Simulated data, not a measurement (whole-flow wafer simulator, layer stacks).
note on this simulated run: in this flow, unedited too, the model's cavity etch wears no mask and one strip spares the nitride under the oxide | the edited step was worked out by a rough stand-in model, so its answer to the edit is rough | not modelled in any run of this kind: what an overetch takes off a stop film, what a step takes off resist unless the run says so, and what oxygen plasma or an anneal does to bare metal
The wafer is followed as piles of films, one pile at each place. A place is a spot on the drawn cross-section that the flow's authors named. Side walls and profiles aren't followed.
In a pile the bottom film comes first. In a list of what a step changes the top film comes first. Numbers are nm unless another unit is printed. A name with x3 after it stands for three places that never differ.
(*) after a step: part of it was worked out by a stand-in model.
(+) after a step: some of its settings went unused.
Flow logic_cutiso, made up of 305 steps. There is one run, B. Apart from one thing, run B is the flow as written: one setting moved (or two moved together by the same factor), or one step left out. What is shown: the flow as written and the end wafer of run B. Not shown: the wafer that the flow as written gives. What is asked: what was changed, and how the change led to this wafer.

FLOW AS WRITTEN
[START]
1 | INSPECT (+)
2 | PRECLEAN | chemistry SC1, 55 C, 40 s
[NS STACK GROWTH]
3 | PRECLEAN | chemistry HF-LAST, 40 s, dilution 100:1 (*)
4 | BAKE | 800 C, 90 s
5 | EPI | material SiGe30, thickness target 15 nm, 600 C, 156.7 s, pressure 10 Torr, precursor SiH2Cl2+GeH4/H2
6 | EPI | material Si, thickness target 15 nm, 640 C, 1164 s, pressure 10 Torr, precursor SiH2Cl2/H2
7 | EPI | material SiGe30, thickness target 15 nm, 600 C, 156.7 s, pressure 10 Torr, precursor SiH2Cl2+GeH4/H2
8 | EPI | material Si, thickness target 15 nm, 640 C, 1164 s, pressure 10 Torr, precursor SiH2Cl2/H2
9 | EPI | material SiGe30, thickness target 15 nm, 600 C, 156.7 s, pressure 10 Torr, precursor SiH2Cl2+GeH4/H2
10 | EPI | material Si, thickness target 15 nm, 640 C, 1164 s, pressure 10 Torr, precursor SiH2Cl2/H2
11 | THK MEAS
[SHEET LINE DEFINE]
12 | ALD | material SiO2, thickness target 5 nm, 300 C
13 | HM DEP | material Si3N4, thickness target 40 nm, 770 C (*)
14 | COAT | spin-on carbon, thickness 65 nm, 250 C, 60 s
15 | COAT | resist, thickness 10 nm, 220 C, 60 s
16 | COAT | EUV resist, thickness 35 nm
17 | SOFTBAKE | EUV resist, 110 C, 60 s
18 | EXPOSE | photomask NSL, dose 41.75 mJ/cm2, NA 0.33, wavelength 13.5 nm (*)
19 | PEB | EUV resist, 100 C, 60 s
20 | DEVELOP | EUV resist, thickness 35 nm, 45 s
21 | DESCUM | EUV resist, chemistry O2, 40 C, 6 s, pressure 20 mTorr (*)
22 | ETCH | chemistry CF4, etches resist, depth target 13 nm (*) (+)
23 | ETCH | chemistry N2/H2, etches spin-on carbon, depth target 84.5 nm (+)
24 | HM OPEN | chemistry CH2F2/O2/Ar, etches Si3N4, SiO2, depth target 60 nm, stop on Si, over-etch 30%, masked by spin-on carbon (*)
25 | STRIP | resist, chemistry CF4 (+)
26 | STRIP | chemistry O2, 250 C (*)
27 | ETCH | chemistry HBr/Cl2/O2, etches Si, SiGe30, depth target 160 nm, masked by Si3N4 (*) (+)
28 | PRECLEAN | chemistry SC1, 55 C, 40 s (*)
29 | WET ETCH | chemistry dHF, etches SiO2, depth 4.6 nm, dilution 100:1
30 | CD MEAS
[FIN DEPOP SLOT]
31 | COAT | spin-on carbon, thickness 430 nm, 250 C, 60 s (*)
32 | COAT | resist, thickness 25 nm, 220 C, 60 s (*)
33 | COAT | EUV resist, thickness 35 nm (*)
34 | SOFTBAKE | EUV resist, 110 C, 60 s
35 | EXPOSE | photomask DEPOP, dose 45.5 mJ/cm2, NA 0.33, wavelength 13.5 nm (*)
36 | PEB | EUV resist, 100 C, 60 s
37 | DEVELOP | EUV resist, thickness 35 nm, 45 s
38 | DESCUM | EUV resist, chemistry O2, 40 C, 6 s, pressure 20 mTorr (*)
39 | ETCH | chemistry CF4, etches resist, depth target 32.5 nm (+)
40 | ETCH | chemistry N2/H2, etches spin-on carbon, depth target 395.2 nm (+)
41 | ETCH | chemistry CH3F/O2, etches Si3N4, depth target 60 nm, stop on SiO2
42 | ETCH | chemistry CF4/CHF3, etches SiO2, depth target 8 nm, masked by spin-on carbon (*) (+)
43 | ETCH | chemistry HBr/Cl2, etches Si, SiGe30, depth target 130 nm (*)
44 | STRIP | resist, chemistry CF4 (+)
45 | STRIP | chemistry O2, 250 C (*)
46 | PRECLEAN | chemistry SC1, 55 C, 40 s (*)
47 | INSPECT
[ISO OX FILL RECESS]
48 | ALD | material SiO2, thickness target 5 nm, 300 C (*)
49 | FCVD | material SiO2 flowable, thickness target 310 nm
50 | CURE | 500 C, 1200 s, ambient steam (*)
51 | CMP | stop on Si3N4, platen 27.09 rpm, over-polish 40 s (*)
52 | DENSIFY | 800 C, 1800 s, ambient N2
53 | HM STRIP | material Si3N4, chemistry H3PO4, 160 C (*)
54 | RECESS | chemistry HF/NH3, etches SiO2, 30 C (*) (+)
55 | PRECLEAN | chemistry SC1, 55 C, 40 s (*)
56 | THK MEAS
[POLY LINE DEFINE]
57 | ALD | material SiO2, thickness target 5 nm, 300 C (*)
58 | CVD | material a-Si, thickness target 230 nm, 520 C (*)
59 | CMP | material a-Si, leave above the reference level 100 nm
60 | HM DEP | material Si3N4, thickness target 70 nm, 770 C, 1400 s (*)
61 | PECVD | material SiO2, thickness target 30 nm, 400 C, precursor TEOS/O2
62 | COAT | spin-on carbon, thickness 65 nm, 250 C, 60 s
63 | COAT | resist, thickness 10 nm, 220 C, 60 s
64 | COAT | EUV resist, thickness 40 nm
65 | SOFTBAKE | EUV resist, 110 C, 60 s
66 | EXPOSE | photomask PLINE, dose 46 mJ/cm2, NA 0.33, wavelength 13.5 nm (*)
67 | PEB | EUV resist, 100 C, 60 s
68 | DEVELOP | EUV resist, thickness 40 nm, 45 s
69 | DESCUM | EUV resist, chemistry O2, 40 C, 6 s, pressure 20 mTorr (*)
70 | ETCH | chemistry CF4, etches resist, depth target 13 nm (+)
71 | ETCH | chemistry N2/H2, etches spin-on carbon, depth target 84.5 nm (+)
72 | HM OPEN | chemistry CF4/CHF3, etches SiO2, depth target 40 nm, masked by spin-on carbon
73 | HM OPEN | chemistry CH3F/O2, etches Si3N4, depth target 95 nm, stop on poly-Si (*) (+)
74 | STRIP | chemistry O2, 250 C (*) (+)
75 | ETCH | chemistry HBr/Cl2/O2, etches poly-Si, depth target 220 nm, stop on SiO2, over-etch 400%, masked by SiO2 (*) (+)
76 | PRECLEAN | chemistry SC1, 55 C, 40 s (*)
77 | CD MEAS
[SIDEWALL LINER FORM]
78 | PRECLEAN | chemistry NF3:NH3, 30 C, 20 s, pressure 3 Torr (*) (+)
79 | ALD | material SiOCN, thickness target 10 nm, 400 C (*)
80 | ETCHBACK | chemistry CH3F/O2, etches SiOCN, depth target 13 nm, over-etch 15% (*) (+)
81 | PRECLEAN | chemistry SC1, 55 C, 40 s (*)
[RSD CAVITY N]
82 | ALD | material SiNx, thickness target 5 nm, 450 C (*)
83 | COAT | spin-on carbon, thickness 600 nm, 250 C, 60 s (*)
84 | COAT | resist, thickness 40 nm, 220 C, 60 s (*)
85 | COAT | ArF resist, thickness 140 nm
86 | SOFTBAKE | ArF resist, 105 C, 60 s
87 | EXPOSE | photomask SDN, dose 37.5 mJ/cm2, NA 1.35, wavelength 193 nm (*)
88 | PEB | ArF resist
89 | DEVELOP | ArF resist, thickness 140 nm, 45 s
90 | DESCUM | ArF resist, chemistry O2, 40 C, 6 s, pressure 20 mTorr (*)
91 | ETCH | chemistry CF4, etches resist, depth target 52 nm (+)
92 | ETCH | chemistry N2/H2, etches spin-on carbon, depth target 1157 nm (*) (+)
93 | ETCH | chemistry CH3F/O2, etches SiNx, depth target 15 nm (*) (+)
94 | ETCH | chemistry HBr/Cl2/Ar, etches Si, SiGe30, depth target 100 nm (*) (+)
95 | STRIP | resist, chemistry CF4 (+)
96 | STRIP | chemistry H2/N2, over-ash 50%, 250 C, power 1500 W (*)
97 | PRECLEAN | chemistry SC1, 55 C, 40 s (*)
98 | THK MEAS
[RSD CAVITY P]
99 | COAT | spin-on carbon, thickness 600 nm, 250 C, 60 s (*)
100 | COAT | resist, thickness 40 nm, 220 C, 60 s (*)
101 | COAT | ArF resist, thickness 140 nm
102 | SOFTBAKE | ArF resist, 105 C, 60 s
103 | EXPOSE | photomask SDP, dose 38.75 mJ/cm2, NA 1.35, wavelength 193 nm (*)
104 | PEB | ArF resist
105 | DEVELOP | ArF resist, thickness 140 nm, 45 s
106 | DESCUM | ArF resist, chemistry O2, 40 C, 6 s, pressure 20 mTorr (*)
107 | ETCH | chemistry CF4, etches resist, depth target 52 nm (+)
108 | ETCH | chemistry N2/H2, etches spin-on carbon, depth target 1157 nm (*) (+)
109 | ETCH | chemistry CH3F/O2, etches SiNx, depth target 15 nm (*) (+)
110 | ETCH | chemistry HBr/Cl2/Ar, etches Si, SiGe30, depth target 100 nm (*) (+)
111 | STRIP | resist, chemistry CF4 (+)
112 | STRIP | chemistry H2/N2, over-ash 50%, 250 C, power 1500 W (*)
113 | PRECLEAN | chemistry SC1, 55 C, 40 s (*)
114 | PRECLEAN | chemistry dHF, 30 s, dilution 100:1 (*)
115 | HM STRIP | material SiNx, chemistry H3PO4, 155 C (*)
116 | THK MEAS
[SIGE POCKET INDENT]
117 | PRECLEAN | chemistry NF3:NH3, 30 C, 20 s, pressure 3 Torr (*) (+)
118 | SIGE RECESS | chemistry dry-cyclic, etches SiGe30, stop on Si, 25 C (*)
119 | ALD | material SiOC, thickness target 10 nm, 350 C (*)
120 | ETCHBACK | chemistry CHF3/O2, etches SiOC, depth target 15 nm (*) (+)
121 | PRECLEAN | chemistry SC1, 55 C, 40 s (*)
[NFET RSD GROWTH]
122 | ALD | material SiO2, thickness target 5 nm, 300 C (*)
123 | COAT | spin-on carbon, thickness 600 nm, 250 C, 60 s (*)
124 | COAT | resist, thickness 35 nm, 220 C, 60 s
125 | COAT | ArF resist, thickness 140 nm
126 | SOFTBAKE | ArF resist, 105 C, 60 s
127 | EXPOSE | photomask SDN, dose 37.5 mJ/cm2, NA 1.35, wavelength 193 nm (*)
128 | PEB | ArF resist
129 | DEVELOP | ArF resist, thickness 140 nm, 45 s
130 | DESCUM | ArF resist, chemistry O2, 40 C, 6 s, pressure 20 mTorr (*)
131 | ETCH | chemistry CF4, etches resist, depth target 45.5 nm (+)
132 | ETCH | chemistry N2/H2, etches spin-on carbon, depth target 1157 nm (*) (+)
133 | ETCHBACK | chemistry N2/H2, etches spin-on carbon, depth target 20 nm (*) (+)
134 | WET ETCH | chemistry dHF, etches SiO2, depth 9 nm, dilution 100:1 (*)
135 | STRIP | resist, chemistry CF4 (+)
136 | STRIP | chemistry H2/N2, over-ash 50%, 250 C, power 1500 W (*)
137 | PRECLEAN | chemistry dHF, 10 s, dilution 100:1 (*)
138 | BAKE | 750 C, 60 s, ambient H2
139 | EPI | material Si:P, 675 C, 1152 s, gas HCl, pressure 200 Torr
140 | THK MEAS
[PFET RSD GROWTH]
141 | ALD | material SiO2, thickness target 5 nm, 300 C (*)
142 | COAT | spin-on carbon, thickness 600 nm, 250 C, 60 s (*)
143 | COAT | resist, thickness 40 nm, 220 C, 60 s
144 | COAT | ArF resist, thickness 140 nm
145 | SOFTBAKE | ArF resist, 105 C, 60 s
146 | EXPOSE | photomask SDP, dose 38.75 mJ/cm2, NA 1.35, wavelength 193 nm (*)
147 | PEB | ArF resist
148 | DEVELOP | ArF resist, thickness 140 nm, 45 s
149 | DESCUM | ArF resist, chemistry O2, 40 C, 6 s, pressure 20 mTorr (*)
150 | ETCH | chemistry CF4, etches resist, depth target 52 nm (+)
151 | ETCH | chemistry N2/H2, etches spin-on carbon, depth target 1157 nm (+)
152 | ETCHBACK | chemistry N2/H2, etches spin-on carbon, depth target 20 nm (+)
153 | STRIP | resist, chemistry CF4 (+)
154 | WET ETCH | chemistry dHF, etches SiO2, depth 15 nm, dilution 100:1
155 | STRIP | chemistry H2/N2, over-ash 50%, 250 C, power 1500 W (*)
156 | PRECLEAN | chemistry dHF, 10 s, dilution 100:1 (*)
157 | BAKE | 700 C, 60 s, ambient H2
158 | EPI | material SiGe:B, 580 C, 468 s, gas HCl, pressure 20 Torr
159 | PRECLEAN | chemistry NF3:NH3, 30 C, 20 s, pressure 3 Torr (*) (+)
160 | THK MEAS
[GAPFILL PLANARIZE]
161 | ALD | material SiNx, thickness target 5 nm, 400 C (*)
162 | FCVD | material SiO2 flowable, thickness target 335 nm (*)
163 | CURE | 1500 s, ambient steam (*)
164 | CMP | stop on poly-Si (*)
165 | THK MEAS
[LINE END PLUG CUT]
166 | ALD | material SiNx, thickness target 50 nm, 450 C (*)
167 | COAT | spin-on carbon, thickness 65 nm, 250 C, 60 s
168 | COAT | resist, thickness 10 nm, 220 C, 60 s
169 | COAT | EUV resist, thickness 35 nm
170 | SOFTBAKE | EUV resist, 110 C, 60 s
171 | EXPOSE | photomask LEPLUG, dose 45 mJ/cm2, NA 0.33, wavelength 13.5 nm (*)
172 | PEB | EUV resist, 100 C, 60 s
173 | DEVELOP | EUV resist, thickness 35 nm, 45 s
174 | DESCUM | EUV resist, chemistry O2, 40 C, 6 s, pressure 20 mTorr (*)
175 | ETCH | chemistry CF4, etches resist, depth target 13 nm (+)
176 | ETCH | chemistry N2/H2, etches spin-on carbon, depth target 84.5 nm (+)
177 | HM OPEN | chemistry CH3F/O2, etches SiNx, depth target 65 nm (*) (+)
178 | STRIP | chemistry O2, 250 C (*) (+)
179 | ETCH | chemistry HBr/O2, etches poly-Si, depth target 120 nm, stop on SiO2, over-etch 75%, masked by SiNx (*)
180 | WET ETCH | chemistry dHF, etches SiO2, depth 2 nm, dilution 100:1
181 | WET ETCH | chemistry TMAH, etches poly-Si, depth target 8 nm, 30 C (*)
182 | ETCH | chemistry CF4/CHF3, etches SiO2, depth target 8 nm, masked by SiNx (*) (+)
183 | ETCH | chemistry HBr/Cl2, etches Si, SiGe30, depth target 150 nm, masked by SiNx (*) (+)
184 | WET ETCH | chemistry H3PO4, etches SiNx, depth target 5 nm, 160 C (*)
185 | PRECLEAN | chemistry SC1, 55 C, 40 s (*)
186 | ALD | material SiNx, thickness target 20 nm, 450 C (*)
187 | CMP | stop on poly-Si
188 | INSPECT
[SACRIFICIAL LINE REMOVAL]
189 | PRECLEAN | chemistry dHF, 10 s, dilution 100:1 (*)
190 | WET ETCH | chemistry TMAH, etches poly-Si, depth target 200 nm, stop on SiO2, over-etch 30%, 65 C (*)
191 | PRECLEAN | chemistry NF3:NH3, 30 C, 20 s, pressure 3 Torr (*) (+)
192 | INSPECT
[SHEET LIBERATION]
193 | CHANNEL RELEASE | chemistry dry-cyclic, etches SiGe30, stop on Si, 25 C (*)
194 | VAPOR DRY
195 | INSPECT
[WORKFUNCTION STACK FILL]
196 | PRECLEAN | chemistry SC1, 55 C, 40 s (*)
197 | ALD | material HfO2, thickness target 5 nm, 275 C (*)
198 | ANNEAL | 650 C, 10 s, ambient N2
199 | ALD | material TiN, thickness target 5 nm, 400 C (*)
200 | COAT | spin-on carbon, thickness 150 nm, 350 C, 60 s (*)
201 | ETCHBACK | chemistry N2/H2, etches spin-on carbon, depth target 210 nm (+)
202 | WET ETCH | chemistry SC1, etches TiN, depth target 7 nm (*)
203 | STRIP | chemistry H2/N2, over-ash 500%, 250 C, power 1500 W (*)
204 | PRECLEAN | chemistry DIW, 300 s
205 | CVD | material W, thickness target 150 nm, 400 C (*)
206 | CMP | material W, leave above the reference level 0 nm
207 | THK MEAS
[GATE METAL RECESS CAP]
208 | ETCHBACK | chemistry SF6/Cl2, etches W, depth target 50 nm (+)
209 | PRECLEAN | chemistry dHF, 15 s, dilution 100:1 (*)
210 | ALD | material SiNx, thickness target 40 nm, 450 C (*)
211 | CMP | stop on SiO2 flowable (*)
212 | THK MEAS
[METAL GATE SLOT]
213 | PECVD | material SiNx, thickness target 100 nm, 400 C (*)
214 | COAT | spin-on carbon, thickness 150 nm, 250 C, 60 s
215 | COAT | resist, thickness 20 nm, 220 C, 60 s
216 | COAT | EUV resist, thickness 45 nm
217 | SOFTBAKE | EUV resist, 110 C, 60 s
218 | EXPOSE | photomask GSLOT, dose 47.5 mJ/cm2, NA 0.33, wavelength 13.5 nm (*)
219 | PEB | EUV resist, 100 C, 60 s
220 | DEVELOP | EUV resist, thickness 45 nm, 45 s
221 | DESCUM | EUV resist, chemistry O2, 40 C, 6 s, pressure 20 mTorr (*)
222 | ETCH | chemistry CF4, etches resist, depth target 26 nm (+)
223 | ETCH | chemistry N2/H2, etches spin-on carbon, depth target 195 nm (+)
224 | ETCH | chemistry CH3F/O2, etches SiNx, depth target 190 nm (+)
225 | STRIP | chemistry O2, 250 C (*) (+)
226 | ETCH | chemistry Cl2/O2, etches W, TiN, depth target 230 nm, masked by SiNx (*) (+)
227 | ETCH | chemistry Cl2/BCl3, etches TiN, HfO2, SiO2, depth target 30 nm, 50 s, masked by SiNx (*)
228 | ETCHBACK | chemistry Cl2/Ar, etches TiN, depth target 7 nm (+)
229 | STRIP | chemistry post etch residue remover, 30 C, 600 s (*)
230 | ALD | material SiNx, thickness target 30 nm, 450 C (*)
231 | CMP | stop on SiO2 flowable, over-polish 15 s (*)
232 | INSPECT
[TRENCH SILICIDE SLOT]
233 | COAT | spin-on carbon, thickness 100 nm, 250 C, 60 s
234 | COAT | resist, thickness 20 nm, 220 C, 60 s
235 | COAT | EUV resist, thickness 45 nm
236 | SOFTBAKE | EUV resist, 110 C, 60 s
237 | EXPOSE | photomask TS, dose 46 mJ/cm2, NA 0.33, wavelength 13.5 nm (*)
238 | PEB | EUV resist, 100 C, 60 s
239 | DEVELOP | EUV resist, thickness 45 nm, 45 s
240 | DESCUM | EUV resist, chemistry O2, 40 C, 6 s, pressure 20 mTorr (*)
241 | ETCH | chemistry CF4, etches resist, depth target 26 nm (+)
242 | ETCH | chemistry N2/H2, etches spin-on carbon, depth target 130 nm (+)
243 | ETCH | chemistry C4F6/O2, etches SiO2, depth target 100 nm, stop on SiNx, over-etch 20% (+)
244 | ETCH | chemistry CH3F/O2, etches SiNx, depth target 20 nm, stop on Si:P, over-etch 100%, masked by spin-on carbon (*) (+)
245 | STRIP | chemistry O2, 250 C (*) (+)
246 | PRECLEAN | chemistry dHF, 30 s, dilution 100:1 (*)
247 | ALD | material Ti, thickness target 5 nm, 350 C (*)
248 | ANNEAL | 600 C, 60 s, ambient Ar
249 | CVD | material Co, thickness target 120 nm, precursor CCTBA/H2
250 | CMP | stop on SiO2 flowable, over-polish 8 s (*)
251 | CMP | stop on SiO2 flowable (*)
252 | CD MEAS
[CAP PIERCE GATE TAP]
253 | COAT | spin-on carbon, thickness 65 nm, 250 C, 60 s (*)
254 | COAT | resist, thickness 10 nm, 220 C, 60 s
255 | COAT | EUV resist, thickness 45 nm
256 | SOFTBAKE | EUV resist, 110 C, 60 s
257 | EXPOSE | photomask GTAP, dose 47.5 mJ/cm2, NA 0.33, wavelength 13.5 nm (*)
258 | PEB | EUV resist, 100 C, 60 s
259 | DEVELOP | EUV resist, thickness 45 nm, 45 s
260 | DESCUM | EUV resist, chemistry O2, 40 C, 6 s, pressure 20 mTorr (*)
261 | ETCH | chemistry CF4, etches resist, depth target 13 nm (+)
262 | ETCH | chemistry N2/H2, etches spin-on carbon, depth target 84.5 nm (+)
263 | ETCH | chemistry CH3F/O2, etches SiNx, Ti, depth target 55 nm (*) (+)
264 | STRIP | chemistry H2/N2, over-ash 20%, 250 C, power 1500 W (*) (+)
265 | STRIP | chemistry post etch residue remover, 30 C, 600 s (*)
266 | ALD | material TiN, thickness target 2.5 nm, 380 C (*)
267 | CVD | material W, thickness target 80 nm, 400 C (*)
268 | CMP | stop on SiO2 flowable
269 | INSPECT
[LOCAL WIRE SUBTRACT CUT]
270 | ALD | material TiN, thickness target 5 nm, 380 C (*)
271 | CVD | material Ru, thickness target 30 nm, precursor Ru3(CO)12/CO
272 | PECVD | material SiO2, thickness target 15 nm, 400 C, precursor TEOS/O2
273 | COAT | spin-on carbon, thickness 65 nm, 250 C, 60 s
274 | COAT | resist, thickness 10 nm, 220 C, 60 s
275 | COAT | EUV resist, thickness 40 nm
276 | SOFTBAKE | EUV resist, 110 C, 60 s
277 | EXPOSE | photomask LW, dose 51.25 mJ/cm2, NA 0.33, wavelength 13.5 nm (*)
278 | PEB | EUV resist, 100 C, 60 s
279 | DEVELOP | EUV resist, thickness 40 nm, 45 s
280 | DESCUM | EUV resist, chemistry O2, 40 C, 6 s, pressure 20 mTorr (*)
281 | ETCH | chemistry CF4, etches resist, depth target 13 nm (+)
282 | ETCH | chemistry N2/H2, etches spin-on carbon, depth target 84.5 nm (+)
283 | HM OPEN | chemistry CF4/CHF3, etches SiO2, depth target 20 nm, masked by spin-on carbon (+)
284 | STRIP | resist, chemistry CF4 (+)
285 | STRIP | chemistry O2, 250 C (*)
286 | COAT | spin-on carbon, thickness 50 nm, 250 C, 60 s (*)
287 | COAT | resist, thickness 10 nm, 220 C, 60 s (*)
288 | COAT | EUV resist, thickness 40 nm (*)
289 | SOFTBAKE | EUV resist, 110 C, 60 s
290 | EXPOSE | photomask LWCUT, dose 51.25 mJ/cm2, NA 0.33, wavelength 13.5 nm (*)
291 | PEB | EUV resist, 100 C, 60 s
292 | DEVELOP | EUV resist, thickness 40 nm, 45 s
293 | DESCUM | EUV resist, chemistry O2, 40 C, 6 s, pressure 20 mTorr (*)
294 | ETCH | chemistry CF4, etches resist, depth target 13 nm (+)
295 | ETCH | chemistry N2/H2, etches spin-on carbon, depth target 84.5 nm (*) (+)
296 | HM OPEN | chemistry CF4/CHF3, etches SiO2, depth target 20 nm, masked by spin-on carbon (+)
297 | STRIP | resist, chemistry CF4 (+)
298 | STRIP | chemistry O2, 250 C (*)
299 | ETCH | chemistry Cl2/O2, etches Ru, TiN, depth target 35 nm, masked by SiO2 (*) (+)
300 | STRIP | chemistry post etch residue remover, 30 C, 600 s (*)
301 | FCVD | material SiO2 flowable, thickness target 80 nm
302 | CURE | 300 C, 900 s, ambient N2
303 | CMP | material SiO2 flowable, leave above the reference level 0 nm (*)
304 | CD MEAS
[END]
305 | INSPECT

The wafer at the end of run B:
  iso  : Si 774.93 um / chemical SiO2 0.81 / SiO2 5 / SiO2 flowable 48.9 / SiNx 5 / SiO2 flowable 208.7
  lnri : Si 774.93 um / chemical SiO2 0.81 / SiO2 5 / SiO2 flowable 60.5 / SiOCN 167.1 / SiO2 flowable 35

What caused this: step 120, ETCHBACK: depth target 18 nm was run, while the flow as written has depth target 15 nm.

Step by step, how the change led to this:
  120 | ETCHBACK | chemistry CHF3/O2, etches SiOC, depth target 15 nm (*) (+)
      gxn: -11 SiOC (all of it), -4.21 SiO2 (all of it), -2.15 Si3N4 (as written it would have been: -11 SiOC (all of it), -4.21 SiO2 (all of it))
      gxp: -11 SiOC (all of it), -4.25 SiO2 (all of it), -2.14 Si3N4 (as written it would have been: -11 SiOC (all of it), -4.25 SiO2 (all of it))
      (as well as at 16 more places)
  141 | ALD | material SiO2, thickness target 5 nm, 300 C (*)
      gxn: +11 SiO2 (new film) (as written it would have been: +10.1 SiO2 (new film))
      gxp: +5.63 SiO2 (as written it would have been: +5 SiO2)
  164 | CMP | stop on poly-Si (*)
      depop, dpovl, isow, ns, nsgap: -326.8 SiO2 flowable (all of it), -5 SiNx (all of it), -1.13 SiO2 (all of it), -70 Si3N4 (all of it) (as written it would have been: -326.8 SiO2 flowable (all of it), -5 SiNx (all of it), -4.13 SiO2 (all of it), -70 Si3N4 (all of it))
      gfld, gxf: -253.6 SiO2 flowable (all of it), -5 SiNx (all of it), -1.13 SiO2 (all of it), -70 Si3N4 (all of it) (as written it would have been: -251.9 SiO2 flowable (all of it), -5 SiNx (all of it), -4.13 SiO2 (all of it), -70 Si3N4 (all of it))
      (as well as at 8 more places)
